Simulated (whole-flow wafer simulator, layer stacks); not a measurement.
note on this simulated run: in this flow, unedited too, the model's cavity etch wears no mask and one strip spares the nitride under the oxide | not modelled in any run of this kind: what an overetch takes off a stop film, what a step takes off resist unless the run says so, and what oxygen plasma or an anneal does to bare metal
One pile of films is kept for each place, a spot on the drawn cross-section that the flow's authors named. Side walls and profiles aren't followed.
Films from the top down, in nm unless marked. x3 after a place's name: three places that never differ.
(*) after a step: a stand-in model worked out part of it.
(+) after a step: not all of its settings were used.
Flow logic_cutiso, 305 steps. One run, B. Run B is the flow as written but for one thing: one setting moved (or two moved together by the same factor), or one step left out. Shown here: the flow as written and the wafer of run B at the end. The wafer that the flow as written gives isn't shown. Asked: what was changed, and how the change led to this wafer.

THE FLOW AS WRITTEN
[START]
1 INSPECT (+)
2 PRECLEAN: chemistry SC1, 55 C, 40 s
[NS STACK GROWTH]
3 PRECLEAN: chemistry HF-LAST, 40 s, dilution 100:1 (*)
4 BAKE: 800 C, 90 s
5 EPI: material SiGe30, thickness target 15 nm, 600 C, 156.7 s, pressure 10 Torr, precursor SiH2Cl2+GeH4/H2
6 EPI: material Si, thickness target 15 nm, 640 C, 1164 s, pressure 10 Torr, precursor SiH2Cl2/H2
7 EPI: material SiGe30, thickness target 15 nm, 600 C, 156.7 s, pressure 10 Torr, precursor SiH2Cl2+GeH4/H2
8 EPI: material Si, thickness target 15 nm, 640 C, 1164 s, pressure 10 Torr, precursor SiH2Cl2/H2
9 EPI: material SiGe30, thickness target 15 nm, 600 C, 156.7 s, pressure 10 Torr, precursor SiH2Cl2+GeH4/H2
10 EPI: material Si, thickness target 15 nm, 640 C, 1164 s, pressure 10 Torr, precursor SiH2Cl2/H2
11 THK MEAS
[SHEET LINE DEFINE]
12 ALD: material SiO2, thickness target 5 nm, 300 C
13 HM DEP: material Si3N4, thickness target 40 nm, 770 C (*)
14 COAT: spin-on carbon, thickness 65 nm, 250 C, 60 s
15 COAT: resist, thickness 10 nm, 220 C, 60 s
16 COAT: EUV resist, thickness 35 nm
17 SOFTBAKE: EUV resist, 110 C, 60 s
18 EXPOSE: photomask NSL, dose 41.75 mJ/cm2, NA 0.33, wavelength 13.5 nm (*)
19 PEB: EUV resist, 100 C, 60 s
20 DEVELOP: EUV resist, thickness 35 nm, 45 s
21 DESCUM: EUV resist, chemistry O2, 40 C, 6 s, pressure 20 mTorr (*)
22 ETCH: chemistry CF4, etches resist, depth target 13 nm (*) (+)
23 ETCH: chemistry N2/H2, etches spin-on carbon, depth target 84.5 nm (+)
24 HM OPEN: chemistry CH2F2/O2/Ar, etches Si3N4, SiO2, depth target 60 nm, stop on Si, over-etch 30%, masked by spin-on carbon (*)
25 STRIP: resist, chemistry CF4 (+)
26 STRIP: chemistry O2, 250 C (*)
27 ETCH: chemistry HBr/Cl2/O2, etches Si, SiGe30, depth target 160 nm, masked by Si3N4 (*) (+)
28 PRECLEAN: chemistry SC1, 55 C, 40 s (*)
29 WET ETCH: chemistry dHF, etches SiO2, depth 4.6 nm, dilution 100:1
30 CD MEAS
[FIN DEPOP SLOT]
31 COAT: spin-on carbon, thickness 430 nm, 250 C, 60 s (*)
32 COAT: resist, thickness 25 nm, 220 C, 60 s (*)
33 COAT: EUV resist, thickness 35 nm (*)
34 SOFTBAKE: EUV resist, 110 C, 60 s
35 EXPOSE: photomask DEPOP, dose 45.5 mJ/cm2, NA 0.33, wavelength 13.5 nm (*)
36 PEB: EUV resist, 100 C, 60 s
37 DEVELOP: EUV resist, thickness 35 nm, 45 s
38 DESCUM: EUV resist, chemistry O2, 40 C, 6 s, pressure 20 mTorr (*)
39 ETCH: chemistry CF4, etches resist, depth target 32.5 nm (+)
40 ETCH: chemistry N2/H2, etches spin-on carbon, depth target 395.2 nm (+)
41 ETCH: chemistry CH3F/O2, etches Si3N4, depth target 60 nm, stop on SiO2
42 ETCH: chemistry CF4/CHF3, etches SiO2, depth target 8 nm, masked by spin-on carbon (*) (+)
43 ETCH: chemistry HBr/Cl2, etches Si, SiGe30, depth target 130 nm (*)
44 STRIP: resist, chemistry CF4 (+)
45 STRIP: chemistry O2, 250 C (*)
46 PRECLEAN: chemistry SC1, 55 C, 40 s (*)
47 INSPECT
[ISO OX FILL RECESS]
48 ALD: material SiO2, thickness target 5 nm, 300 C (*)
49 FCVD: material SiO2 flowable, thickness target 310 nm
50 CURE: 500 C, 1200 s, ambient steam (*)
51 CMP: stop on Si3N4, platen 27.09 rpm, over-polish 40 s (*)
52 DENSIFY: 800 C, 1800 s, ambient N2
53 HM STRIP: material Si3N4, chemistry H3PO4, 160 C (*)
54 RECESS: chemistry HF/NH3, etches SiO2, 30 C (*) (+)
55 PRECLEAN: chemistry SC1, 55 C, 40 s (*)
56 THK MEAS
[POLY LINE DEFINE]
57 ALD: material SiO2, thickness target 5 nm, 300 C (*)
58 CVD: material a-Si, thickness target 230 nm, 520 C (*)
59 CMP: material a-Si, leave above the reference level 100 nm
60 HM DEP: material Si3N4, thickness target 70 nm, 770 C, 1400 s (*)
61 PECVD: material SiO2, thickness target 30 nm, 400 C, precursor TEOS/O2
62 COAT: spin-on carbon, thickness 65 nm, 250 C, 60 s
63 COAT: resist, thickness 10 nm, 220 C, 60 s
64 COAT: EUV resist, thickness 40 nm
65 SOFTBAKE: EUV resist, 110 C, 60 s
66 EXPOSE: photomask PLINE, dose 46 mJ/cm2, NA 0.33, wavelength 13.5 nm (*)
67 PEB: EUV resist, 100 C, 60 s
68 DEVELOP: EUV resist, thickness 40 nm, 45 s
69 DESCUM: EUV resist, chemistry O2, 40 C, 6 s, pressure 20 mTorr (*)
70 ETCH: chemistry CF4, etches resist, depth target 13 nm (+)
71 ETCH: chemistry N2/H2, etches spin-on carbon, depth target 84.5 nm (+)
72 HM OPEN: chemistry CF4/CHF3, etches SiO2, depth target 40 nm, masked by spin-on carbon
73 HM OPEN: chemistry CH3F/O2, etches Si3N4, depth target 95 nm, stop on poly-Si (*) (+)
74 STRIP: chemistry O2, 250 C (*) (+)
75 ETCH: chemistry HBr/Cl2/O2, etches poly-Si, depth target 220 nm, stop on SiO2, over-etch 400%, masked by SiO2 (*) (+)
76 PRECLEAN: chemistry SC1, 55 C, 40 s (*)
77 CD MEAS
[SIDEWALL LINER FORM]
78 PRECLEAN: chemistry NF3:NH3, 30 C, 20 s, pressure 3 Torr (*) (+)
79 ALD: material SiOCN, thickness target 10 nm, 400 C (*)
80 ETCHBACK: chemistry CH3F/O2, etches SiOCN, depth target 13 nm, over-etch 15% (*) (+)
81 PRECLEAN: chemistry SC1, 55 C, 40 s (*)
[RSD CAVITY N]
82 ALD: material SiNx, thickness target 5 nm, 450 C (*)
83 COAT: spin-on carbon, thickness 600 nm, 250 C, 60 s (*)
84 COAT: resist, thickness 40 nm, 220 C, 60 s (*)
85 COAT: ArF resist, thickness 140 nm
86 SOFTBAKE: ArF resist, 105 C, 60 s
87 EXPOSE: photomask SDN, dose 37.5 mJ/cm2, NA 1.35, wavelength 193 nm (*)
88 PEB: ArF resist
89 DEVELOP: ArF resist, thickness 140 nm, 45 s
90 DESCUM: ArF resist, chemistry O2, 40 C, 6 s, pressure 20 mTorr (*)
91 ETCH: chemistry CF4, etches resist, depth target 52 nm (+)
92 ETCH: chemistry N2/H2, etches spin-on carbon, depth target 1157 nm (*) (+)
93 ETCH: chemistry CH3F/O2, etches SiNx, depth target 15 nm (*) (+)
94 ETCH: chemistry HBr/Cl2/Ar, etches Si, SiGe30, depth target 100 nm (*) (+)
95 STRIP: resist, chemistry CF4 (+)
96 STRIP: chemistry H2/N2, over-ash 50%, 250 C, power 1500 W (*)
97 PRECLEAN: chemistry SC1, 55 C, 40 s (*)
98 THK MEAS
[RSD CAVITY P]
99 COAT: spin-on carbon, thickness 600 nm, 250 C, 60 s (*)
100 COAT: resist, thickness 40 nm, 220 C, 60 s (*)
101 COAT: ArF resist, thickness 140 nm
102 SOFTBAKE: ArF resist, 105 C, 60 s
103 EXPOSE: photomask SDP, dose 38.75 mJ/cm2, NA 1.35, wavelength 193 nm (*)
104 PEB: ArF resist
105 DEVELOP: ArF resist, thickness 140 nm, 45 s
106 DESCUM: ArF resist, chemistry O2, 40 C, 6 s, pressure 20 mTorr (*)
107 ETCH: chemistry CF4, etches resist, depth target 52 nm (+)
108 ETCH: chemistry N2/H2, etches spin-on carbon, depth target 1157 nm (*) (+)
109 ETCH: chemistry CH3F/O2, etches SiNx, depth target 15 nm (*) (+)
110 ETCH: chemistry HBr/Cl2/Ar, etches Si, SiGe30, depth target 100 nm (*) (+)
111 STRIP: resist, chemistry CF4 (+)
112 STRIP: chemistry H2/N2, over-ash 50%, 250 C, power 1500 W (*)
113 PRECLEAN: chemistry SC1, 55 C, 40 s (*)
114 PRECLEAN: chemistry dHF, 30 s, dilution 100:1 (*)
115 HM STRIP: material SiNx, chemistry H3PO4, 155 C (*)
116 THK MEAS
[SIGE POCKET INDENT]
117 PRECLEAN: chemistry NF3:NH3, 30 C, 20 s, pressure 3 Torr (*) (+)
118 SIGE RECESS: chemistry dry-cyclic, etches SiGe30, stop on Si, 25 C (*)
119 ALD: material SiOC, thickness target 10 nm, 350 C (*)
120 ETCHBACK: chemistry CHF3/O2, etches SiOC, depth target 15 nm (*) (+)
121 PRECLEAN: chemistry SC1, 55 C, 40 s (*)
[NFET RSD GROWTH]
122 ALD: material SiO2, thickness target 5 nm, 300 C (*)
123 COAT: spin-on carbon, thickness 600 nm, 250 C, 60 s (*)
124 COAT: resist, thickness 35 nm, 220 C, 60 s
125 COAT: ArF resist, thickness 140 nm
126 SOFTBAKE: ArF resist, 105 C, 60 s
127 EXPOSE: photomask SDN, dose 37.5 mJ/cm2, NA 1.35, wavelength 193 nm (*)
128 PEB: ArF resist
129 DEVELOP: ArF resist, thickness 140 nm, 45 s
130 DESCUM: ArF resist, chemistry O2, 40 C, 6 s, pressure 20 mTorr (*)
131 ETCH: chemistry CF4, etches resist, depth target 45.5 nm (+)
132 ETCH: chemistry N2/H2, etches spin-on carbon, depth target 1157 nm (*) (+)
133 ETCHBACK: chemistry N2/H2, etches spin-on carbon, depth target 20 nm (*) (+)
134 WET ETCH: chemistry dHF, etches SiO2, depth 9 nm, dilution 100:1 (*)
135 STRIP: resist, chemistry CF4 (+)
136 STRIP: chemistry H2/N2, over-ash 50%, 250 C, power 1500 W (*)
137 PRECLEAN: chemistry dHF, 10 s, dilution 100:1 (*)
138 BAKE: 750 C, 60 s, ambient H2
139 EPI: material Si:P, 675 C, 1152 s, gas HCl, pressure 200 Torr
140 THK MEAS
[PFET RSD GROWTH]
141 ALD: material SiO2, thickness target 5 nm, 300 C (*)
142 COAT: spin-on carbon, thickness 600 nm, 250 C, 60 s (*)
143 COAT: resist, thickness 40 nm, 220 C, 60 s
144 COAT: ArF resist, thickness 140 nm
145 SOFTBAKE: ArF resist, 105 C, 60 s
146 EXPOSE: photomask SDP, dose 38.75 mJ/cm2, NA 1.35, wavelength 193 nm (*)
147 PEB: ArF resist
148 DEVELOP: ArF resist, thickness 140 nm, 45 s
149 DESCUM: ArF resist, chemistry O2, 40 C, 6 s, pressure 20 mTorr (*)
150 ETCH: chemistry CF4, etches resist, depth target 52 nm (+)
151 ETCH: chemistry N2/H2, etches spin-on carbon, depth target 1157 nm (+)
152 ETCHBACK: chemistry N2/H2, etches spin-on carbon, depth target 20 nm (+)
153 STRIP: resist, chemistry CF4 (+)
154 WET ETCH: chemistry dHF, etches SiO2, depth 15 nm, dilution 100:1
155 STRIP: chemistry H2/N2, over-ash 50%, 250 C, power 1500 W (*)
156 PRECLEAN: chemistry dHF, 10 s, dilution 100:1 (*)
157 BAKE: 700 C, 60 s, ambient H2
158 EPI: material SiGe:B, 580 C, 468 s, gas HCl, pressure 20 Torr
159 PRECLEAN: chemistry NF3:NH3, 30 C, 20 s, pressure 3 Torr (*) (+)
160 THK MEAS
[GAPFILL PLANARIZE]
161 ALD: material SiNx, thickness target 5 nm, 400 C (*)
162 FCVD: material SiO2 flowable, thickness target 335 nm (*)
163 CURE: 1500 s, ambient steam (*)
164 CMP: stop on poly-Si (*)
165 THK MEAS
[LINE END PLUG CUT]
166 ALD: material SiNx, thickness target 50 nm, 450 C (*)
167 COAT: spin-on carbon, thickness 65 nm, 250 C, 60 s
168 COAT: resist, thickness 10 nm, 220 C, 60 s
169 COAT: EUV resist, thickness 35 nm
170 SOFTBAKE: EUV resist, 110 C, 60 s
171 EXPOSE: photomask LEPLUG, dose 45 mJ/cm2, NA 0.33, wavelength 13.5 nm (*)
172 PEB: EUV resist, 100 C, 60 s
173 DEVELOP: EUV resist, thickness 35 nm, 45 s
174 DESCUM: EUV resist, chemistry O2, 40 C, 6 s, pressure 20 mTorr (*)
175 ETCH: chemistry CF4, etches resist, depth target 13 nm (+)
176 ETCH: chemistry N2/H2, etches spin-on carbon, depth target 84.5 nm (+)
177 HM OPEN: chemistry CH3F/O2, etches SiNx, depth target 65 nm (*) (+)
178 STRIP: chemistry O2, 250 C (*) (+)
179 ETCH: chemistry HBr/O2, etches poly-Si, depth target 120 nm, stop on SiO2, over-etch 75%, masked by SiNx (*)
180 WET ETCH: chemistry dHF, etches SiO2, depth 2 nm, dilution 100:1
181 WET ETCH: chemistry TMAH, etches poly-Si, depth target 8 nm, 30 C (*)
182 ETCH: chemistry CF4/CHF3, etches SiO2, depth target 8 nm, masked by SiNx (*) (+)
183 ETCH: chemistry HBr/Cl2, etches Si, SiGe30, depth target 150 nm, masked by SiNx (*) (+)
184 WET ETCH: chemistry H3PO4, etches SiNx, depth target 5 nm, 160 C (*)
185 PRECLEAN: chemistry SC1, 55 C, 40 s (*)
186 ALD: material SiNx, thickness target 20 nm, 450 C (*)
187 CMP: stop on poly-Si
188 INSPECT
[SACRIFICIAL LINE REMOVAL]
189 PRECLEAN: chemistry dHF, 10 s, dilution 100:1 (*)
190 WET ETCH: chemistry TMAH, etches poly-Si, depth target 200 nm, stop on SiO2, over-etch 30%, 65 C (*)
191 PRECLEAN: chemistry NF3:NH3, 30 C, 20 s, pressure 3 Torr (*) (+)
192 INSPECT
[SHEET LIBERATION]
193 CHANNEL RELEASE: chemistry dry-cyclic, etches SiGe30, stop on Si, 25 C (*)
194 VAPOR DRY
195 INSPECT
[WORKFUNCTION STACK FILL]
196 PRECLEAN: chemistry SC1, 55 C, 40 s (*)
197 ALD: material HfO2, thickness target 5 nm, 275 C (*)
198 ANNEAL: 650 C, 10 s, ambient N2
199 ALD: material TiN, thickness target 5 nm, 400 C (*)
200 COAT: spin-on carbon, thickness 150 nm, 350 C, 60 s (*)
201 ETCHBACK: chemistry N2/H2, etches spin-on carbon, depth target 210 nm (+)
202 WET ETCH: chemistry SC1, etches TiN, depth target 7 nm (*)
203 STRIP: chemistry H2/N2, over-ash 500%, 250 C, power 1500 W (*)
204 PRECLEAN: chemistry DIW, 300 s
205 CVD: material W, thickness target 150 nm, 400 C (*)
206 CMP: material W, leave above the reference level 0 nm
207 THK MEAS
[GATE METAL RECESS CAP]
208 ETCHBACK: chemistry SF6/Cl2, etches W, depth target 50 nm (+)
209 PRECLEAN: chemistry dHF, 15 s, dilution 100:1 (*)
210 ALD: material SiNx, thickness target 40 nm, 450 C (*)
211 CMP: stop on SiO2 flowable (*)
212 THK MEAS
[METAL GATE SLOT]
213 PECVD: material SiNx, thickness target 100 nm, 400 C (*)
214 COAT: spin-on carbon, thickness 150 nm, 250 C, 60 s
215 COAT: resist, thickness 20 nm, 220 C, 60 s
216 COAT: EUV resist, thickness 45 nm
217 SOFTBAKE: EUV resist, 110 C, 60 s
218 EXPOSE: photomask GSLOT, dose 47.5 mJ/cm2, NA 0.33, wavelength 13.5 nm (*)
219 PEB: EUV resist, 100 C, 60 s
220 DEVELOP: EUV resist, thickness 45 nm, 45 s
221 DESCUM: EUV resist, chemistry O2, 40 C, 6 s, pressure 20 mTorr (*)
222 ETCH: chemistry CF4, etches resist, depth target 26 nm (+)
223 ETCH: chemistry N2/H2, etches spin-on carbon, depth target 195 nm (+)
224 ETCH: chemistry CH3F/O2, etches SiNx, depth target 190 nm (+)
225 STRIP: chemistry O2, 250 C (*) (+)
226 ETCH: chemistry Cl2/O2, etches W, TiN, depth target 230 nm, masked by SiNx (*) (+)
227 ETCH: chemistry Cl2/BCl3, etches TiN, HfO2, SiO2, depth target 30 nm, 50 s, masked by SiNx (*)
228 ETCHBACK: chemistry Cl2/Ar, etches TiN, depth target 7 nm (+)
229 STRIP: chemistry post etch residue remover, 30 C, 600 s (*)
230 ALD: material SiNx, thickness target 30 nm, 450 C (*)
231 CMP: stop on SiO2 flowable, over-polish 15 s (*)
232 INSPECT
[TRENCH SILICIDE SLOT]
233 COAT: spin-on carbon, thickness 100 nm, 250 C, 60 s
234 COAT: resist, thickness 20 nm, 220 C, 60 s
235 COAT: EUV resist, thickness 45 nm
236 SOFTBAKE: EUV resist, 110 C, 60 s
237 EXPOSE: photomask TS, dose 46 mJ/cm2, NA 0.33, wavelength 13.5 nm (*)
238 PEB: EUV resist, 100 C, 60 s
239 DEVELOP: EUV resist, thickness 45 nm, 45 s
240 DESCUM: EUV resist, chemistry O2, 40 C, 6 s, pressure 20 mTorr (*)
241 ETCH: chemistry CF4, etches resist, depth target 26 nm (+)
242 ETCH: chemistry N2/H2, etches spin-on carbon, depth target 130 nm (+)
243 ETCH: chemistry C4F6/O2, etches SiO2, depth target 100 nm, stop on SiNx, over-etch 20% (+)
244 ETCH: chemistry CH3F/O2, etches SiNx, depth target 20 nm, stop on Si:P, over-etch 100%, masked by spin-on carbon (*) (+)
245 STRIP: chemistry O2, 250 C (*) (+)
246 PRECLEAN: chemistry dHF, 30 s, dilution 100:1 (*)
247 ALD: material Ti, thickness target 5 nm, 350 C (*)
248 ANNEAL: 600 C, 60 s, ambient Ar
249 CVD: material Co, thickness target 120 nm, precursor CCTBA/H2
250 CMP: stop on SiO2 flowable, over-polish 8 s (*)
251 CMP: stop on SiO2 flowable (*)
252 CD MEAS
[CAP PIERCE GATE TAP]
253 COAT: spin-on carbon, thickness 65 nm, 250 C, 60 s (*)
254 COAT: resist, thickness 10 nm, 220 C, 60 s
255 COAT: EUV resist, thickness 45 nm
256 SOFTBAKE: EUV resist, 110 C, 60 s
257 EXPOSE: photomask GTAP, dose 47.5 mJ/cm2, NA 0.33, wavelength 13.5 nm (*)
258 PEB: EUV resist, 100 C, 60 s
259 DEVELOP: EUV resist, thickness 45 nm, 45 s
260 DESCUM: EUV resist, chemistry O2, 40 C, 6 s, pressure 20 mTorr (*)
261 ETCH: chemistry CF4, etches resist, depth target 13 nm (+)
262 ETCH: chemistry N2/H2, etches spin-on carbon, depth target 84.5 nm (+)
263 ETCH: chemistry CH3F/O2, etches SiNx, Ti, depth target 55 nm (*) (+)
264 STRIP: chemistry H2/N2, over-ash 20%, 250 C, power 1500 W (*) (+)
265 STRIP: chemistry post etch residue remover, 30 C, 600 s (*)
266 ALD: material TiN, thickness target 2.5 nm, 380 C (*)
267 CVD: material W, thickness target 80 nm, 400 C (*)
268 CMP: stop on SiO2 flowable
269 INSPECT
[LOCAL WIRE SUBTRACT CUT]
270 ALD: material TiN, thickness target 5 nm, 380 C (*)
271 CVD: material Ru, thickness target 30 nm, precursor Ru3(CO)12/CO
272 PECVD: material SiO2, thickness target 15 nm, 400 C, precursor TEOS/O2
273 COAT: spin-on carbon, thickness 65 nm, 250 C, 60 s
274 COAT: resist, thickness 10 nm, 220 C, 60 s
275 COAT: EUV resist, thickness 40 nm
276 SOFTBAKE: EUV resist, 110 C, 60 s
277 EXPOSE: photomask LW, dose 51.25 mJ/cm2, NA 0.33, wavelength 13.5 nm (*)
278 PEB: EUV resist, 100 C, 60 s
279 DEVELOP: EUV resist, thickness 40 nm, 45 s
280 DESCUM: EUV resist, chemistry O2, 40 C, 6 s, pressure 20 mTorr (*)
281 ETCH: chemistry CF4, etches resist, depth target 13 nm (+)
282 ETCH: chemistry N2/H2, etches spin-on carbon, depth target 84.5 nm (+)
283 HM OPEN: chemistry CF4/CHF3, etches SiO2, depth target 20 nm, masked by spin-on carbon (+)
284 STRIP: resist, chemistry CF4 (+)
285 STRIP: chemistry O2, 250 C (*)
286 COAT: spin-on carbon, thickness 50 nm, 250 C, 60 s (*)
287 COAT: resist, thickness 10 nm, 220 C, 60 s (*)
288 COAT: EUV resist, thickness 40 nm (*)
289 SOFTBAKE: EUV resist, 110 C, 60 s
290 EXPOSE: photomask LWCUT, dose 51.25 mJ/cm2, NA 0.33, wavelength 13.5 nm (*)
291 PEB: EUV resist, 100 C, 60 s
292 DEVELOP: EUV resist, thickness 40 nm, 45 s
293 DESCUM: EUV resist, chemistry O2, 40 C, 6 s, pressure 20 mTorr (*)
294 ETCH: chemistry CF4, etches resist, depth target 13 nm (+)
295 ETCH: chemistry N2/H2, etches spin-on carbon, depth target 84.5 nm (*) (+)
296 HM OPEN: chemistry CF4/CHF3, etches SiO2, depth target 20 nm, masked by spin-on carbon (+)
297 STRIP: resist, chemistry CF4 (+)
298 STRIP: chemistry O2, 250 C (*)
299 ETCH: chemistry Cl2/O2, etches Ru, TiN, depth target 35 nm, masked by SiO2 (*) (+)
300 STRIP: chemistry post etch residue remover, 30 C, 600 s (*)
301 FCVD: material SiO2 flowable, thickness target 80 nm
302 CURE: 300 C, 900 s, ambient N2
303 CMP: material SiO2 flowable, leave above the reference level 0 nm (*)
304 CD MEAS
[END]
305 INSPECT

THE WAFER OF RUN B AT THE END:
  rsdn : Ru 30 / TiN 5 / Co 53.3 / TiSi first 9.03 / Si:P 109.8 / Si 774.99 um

The cause: step 248, ANNEAL: 540 C was run, where the flow has 600 C.

How the change led to this, step by step:
  248 ANNEAL: 600 C, 60 s, ambient Ar
      rsdn: TiSi first +9.03 (new film), Ti -5 (all of it), Si:P -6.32 (as written it would be: TiSi2 C49 +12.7 (new film), Ti -5 (all of it), Si:P -11.3)
